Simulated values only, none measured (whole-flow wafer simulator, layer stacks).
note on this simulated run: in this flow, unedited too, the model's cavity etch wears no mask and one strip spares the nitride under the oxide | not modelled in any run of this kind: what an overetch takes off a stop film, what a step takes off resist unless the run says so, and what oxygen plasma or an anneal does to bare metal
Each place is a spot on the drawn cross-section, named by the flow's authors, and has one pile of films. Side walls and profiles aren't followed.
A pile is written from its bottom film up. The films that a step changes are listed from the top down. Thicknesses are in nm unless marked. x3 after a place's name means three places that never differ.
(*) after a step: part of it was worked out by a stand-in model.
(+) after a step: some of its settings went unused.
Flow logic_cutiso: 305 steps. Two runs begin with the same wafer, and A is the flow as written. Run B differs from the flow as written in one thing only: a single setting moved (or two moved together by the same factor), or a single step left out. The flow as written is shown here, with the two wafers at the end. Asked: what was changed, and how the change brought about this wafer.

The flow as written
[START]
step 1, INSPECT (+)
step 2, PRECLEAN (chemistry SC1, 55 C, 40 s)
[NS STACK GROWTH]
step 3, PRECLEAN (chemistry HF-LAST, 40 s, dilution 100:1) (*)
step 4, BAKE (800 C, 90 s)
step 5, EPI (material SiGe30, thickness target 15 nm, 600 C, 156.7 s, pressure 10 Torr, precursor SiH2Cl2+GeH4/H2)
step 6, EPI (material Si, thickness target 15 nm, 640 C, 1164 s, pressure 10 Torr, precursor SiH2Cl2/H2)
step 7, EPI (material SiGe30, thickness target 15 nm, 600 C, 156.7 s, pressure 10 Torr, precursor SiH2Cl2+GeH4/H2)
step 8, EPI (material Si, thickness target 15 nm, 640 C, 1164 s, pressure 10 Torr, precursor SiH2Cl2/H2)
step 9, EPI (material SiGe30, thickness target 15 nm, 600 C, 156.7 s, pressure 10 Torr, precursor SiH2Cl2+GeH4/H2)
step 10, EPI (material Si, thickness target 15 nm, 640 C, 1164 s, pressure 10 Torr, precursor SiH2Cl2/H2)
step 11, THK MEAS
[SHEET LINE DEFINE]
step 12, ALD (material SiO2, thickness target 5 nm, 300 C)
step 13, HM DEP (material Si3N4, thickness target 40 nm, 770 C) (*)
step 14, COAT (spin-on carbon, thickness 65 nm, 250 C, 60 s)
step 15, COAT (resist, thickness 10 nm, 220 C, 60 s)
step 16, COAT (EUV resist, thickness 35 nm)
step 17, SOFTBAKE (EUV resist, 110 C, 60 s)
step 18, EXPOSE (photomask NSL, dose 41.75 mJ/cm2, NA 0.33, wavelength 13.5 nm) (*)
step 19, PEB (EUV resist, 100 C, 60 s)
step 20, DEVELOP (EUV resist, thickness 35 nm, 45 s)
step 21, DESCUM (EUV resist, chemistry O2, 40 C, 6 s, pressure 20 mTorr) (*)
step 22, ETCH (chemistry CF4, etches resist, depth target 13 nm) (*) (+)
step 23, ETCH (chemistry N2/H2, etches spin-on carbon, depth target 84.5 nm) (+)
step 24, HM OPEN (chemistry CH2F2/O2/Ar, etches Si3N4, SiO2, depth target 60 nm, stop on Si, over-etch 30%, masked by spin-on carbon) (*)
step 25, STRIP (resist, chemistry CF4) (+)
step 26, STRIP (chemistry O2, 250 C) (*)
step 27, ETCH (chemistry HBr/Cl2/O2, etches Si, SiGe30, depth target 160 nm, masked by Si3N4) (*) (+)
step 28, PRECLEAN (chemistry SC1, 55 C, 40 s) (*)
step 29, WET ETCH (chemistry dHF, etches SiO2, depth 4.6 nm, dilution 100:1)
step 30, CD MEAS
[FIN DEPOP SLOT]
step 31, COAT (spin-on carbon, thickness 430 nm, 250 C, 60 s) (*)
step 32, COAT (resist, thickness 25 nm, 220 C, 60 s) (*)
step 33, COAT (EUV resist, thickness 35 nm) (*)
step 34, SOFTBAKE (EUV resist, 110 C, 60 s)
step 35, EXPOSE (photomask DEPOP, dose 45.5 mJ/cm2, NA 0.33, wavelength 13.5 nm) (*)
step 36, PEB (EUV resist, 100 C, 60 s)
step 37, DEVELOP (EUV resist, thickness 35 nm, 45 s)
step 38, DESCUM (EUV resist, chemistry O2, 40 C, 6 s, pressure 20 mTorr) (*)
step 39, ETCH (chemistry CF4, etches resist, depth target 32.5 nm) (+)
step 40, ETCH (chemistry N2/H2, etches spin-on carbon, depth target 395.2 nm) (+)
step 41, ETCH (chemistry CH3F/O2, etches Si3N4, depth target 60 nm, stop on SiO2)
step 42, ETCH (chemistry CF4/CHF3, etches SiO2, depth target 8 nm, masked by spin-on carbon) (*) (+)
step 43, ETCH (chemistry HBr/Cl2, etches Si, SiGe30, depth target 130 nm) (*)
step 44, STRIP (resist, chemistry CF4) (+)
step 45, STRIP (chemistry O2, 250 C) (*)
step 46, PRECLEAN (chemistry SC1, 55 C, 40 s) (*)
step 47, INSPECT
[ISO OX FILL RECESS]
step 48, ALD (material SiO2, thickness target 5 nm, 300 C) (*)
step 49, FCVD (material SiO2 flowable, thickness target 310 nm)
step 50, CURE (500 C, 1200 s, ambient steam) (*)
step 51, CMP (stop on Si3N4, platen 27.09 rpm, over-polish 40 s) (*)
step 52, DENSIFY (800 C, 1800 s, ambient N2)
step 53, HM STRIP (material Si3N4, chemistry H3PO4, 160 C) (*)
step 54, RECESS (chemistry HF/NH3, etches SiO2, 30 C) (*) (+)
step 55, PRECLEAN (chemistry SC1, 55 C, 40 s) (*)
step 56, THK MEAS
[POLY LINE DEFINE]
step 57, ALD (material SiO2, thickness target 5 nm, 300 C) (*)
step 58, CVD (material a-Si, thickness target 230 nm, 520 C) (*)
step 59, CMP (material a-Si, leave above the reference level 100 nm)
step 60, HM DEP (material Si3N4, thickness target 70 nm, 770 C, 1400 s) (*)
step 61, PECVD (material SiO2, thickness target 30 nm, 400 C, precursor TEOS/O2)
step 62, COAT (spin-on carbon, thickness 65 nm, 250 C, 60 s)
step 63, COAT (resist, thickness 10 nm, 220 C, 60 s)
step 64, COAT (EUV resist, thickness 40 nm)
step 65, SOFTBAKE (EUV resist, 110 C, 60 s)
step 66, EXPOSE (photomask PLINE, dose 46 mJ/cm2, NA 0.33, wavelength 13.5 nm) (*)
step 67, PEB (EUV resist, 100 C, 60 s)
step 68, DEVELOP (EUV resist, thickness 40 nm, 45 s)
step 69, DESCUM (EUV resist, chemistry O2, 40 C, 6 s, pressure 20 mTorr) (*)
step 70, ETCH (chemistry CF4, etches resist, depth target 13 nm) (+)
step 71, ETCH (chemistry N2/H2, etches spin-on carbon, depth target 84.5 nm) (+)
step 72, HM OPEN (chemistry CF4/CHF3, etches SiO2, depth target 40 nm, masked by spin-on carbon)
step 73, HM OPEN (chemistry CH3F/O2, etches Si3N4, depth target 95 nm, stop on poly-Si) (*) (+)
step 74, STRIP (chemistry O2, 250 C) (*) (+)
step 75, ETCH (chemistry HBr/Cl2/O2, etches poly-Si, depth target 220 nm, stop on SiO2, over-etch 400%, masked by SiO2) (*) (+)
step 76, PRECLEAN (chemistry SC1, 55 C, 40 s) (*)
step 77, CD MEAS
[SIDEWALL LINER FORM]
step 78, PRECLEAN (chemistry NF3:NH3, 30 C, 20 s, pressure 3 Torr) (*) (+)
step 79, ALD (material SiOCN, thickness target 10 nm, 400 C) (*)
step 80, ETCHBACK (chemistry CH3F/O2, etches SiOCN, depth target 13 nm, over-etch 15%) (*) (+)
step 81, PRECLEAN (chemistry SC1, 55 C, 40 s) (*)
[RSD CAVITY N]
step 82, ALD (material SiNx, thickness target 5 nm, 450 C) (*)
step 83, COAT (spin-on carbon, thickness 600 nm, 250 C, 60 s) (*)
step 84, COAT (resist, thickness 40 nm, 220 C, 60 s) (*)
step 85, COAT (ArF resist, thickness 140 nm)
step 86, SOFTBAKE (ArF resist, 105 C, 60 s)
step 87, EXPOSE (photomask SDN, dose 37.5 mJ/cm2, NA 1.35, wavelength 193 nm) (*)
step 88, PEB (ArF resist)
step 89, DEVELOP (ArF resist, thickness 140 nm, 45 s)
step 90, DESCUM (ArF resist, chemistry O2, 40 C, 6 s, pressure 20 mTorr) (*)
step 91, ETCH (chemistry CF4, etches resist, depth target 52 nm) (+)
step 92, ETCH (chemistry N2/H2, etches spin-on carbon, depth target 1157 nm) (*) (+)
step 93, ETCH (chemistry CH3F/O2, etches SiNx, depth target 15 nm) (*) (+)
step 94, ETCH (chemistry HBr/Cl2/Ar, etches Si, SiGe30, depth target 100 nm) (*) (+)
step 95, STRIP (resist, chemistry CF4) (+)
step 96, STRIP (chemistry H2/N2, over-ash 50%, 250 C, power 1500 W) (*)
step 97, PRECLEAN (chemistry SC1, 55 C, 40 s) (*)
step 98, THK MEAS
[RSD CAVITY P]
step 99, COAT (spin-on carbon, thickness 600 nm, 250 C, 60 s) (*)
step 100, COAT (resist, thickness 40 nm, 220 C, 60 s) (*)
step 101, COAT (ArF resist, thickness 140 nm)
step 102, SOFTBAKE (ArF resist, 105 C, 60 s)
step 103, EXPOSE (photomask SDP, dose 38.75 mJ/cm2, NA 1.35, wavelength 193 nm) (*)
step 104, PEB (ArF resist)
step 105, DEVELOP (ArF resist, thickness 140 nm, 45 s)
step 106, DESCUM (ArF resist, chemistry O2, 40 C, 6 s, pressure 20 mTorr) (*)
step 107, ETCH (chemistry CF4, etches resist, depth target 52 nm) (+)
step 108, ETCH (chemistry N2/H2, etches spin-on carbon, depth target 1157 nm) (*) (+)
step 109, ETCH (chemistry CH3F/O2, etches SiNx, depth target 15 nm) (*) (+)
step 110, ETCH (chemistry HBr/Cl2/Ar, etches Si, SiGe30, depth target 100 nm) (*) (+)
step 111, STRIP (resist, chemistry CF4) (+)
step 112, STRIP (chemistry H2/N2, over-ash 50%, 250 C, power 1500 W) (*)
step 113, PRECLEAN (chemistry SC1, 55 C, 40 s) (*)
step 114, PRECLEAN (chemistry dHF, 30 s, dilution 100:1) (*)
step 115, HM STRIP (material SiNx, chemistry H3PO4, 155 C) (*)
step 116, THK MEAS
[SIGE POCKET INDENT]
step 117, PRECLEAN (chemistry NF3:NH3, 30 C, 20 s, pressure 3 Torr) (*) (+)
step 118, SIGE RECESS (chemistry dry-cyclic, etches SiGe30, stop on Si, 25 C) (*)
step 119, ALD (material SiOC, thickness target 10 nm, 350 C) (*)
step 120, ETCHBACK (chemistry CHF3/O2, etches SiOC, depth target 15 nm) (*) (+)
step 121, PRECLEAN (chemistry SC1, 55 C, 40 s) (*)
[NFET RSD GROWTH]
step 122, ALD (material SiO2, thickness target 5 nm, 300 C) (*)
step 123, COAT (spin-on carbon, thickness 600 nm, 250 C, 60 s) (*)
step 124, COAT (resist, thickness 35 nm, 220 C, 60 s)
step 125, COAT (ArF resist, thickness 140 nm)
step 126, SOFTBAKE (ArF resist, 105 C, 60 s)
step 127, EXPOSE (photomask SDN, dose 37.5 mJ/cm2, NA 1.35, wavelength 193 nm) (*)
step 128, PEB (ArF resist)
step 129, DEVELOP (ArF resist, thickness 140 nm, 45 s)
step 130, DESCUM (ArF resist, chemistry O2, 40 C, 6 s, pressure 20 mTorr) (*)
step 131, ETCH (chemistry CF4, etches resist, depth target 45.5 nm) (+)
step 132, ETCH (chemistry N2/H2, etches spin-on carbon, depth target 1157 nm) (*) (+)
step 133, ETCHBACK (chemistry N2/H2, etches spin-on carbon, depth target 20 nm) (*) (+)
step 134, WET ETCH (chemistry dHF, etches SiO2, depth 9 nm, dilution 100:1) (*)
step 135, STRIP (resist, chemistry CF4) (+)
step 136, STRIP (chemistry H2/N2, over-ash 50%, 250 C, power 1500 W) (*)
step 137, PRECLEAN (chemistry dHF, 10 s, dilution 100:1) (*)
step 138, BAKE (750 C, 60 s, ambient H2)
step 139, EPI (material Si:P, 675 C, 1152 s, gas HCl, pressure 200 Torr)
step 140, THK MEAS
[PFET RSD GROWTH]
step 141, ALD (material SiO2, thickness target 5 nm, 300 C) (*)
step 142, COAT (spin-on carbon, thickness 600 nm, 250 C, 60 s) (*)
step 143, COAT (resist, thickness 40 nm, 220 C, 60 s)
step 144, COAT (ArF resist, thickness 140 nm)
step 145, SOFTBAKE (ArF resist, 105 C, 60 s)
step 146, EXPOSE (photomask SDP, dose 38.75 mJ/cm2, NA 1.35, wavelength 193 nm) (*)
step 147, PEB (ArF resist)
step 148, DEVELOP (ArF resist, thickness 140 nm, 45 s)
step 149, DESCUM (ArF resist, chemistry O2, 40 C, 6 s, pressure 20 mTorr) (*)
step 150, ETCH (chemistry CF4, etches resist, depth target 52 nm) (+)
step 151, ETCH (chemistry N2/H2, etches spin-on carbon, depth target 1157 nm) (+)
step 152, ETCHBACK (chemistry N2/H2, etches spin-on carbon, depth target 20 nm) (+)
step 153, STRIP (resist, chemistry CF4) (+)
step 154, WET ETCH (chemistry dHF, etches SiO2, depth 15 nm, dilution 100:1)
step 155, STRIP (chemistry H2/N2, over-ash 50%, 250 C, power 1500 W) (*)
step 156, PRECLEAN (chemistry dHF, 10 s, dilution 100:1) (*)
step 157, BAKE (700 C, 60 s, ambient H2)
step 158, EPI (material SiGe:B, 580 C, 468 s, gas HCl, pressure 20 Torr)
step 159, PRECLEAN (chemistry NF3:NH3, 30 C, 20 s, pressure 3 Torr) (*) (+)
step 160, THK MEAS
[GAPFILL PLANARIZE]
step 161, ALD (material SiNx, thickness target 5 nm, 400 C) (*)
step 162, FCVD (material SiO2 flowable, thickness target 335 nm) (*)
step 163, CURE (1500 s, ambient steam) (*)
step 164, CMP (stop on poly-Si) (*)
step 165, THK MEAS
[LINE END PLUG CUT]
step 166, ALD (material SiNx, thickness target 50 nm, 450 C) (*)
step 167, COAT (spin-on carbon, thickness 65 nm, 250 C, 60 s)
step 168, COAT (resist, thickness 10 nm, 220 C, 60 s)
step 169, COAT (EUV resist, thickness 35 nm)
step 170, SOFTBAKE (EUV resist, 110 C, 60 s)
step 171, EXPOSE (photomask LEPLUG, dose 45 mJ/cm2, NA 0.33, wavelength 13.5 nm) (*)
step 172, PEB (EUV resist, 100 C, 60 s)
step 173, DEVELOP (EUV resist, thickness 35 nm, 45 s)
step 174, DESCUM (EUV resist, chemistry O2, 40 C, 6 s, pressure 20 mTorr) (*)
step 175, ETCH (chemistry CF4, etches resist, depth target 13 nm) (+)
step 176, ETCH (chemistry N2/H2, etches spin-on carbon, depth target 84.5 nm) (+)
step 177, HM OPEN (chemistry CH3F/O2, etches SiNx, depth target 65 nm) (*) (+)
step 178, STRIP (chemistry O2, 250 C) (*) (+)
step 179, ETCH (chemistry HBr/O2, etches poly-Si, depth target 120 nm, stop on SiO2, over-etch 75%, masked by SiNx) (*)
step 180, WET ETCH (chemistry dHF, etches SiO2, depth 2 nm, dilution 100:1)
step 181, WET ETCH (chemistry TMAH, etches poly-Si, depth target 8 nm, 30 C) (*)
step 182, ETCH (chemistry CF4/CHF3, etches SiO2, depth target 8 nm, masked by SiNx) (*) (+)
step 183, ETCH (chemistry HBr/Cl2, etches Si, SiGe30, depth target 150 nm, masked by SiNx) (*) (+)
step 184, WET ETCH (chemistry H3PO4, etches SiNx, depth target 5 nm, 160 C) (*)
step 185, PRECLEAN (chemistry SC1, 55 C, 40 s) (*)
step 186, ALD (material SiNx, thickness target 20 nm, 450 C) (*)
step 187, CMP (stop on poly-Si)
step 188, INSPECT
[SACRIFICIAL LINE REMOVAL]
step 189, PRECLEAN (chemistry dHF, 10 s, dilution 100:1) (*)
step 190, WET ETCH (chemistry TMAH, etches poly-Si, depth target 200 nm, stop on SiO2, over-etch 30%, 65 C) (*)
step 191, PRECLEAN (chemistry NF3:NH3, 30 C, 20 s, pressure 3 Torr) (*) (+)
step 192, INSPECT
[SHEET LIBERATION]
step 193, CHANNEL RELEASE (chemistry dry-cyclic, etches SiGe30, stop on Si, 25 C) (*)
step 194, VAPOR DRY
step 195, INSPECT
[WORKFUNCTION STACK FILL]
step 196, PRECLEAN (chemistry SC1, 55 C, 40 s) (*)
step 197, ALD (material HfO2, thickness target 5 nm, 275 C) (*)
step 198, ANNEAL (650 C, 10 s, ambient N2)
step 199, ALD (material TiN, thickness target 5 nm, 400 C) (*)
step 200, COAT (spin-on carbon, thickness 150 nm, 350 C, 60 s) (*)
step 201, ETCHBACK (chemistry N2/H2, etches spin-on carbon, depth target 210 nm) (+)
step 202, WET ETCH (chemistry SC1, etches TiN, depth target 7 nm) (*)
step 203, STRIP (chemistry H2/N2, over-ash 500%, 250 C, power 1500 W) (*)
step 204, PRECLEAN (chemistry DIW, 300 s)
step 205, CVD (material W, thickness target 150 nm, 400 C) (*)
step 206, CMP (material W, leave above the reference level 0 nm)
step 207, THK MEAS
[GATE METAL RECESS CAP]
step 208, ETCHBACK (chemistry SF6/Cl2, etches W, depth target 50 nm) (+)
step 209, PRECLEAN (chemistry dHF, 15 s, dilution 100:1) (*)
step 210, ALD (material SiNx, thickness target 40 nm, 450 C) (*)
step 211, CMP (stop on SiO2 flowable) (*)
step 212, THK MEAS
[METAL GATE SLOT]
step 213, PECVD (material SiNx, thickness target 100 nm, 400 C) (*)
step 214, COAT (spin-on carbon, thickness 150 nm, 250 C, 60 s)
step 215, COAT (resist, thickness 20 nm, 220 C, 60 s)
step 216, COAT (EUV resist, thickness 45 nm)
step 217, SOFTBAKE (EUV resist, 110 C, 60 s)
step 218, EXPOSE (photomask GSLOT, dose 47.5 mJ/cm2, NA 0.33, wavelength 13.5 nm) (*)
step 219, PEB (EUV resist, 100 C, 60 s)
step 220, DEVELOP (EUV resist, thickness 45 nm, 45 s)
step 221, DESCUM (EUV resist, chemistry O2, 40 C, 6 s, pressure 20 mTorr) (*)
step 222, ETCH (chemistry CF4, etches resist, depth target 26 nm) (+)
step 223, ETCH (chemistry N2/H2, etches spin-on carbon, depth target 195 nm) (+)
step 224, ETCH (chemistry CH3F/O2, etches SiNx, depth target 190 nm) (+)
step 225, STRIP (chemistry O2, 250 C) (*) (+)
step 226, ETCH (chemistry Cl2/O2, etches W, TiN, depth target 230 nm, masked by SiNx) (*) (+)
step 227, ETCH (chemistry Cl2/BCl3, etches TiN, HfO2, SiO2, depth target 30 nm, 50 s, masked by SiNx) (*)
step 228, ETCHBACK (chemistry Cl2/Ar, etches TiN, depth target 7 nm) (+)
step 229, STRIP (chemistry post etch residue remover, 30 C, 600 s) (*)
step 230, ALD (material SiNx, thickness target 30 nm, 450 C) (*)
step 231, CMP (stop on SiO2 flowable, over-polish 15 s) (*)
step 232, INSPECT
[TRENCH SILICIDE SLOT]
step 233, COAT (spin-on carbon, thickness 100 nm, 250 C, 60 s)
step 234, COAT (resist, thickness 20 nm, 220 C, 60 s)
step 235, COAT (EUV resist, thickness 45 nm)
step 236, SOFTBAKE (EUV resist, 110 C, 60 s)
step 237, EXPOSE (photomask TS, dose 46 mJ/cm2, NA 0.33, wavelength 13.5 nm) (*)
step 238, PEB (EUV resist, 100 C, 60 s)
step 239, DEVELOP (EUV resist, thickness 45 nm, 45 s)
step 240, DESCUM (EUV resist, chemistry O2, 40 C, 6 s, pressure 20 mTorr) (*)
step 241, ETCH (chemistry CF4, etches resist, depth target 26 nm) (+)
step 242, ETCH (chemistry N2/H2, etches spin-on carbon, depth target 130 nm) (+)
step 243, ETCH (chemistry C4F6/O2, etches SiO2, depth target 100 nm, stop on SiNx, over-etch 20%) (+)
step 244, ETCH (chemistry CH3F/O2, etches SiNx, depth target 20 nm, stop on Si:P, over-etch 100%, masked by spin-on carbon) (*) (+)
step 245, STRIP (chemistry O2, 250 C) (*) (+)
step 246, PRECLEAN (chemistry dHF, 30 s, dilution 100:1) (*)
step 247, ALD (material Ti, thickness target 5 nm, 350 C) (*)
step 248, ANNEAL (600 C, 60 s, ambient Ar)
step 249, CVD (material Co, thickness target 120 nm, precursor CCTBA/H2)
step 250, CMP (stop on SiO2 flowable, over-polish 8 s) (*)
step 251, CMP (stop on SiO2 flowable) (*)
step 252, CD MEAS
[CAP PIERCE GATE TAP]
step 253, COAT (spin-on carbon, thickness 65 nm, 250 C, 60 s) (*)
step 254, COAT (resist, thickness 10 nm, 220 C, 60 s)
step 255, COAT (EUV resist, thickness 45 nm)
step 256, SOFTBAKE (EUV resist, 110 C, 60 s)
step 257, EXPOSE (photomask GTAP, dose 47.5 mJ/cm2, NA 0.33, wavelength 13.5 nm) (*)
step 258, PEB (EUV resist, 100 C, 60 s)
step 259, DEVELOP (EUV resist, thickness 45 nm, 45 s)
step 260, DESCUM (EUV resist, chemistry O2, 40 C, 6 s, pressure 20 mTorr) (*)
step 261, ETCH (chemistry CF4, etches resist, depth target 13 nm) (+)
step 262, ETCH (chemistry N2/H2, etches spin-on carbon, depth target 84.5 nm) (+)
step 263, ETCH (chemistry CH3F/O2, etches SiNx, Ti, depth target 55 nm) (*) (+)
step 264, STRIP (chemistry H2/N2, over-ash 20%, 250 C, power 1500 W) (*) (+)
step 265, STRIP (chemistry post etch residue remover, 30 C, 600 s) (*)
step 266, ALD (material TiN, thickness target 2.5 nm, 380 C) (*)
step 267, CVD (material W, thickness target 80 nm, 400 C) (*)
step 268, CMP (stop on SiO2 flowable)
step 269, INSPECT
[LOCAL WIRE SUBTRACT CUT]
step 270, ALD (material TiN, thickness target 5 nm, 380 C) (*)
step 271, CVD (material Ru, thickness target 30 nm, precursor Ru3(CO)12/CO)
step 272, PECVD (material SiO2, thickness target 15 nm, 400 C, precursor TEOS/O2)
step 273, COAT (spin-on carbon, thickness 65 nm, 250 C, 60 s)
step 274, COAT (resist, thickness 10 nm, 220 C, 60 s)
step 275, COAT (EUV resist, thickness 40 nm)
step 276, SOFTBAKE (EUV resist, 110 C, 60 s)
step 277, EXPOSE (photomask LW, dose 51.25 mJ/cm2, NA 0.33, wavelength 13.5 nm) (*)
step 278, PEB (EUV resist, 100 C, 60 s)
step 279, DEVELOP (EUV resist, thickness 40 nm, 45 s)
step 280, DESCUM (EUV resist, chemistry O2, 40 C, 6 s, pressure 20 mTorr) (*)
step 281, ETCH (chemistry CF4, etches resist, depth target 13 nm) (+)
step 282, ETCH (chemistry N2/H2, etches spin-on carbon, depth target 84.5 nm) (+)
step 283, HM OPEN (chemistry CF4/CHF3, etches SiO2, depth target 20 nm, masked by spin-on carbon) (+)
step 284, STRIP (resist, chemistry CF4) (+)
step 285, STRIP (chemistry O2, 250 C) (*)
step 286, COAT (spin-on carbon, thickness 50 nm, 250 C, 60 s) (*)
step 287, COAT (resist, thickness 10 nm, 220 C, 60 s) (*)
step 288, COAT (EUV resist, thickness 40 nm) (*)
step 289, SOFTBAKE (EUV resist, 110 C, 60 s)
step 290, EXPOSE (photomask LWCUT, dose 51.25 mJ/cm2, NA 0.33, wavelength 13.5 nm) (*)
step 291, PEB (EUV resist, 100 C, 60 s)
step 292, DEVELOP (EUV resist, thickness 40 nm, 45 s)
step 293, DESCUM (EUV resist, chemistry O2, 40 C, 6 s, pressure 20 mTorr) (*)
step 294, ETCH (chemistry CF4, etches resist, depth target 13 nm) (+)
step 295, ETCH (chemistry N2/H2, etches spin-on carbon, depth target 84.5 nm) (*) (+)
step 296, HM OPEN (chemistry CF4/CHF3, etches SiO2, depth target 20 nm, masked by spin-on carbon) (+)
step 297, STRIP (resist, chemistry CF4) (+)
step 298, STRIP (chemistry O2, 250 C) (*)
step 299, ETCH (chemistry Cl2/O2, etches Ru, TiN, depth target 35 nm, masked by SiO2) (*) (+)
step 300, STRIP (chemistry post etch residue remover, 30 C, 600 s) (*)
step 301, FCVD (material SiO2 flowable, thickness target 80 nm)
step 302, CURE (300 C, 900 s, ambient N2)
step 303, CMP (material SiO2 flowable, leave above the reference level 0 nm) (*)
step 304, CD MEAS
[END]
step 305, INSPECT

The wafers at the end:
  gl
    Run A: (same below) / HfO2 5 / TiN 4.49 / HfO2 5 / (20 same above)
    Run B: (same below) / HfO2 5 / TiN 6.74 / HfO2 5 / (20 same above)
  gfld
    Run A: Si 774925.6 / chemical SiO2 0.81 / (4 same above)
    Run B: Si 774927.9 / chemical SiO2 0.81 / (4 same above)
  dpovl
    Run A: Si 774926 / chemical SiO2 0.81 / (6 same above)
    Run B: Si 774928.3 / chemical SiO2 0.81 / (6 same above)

What caused this: step 5, EPI: 180.2 s was run, though the flow has 156.7 s.

The path from the change to this, step by step:
  step 5, EPI (material SiGe30, thickness target 15 nm, 600 C, 156.7 s, pressure 10 Torr, precursor SiH2Cl2+GeH4/H2)
      depop, dpovl, gfld and 19 more: A +15 SiGe30 (new film) | B +17.3 SiGe30 (new film)
  step 27, ETCH (chemistry HBr/Cl2/O2, etches Si, SiGe30, depth target 160 nm, masked by Si3N4) (*) (+)
      gfld, gxf, iso, lnri: A -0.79 chemical SiO2 (all of it), -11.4 Si (all of it), -15 SiGe30 (all of it), -15 Si (all of it), -15 SiGe30 (all of it), -15 Si (all of it), -15 SiGe30 (all of it), -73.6 Si | B -0.79 chemical SiO2 (all of it), -11.4 Si (all of it), -15 SiGe30 (all of it), -15 Si (all of it), -15 SiGe30 (all of it), -15 Si (all of it), -17.3 SiGe30 (all of it), -71.4 Si
      dpovl, nsgap: A -0.79 chemical SiO2 (all of it), -11.8 Si (all of it), -15 SiGe30 (all of it), -15 Si (all of it), -15 SiGe30 (all of it), -15 Si (all of it), -15 SiGe30 (all of it), -73.2 Si | B -0.79 chemical SiO2 (all of it), -11.8 Si (all of it), -15 SiGe30 (all of it), -15 Si (all of it), -15 SiGe30 (all of it), -15 Si (all of it), -17.3 SiGe30 (all of it), -71 Si
      (also at 1 further place)
  step 43, ETCH (chemistry HBr/Cl2, etches Si, SiGe30, depth target 130 nm) (*)
      depop: A -14 Si (all of it), -15 SiGe30 (all of it), -15 Si (all of it), -15 SiGe30 (all of it), -15 Si (all of it), -15 SiGe30 (all of it), -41 Si | B -14 Si (all of it), -15 SiGe30 (all of it), -15 Si (all of it), -15 SiGe30 (all of it), -15 Si (all of it), -17.3 SiGe30 (all of it), -38.7 Si
  step 94, ETCH (chemistry HBr/Cl2/Ar, etches Si, SiGe30, depth target 100 nm) (*) (+)
      rsdn, rsdx: A -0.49 chemical SiO2 (all of it), -12.8 Si (all of it), -15 SiGe30 (all of it), -15 Si (all of it), -15 SiGe30 (all of it), -15 Si (all of it), -15 SiGe30 (all of it), -12.2 Si | B -0.49 chemical SiO2 (all of it), -12.8 Si (all of it), -15 SiGe30 (all of it), -15 Si (all of it), -15 SiGe30 (all of it), -15 Si (all of it), -17.3 SiGe30 (all of it), -9.91 Si
  step 110, ETCH (chemistry HBr/Cl2/Ar, etches Si, SiGe30, depth target 100 nm) (*) (+)
      rsdp, rsdw: A -0.49 chemical SiO2 (all of it), -12.8 Si (all of it), -15 SiGe30 (all of it), -15 Si (all of it), -15 SiGe30 (all of it), -15 Si (all of it), -15 SiGe30 (all of it), -12.2 Si | B -0.49 chemical SiO2 (all of it), -12.8 Si (all of it), -15 SiGe30 (all of it), -15 Si (all of it), -15 SiGe30 (all of it), -15 Si (all of it), -17.3 SiGe30 (all of it), -9.91 Si
  step 118, SIGE RECESS (chemistry dry-cyclic, etches SiGe30, stop on Si, 25 C) (*)
      lnr, lnrp, lnrt: A -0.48 SiOCN, -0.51 Si, +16 cavity (new film), -15 SiGe30 (all of it), -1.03 Si, +16 cavity (new film), -15 SiGe30 (all of it), -1.03 Si, +16 cavity (new film), -15 SiGe30 (all of it), -0.51 Si | B -0.48 SiOCN, -0.51 Si, +16 cavity (new film), -15 SiGe30 (all of it), -1.03 Si, +16 cavity (new film), -15 SiGe30 (all of it), -1.03 Si, +18.3 cavity (new film), -17.3 SiGe30 (all of it), -0.51 Si
  step 119, ALD (material SiOC, thickness target 10 nm, 350 C) (*)
      lnr, lnrp, lnrt: A +10 SiOC (new film), +16 SiOC (new film), -16 cavity (all of it), +16 SiOC (new film), -16 cavity (all of it), +16 SiOC (new film), -16 cavity (all of it) | B +10 SiOC (new film), +16 SiOC (new film), -16 cavity (all of it), +16 SiOC (new film), -16 cavity (all of it), +18.3 SiOC (new film), -18.3 cavity (all of it)
  step 183, ETCH (chemistry HBr/Cl2, etches Si, SiGe30, depth target 150 nm, masked by SiNx) (*) (+)
      plug: A -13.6 Si (all of it), -15 SiGe30 (all of it), -15 Si (all of it), -15 SiGe30 (all of it), -15 Si (all of it), -15 SiGe30 (all of it), -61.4 Si | B -13.6 Si (all of it), -15 SiGe30 (all of it), -15 Si (all of it), -15 SiGe30 (all of it), -15 Si (all of it), -17.3 SiGe30 (all of it), -59.2 Si
  step 193, CHANNEL RELEASE (chemistry dry-cyclic, etches SiGe30, stop on Si, 25 C) (*)
      gl, glp, gxn, gxp, ns, tap: A +0.8 chemical SiO2 (new film), -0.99 Si, +0.8 chemical SiO2 (new film), +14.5 cavity (new film), +0.8 chemical SiO2 (new film), -15 SiGe30 (all of it), -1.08 Si, +0.8 chemical SiO2 (new film), +14.5 cavity (new film), +0.8 chemical SiO2 (new film), -15 SiGe30 (all of it), -1.08 Si, +0.8 chemical SiO2 (new film), +14.5 cavity (new film), +0.8 chemical SiO2 (new film), -15 SiGe30 (all of it), -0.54 Si | B +0.8 chemical SiO2 (new film), -0.99 Si, +0.8 chemical SiO2 (new film), +14.5 cavity (new film), +0.8 chemical SiO2 (new film), -15 SiGe30 (all of it), -1.08 Si, +0.8 chemical SiO2 (new film), +14.5 cavity (new film), +0.8 chemical SiO2 (new film), -15 SiGe30 (all of it), -1.08 Si, +0.8 chemical SiO2 (new film), +16.7 cavity (new film), +0.8 chemical SiO2 (new film), -17.3 SiGe30 (all of it), -0.54 Si
  step 199, ALD (material TiN, thickness target 5 nm, 400 C) (*)
      gl, glp, tap: A +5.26 TiN (new film), +4.49 TiN (new film), -4.49 cavity (all of it), +4.49 TiN (new film), -4.49 cavity (all of it), +4.49 TiN (new film), -4.49 cavity (all of it) | B +5.26 TiN (new film), +4.49 TiN (new film), -4.49 cavity (all of it), +4.49 TiN (new film), -4.49 cavity (all of it), +6.74 TiN (new film), -6.74 cavity (all of it)
      gxn, gxp, ns: A +5 TiN (new film), +4.49 TiN (new film), -4.49 cavity (all of it), +4.49 TiN (new film), -4.49 cavity (all of it), +4.49 TiN (new film), -4.49 cavity (all of it) | B +5 TiN (new film), +4.49 TiN (new film), -4.49 cavity (all of it), +4.49 TiN (new film), -4.49 cavity (all of it), +6.74 TiN (new film), -6.74 cavity (all of it)
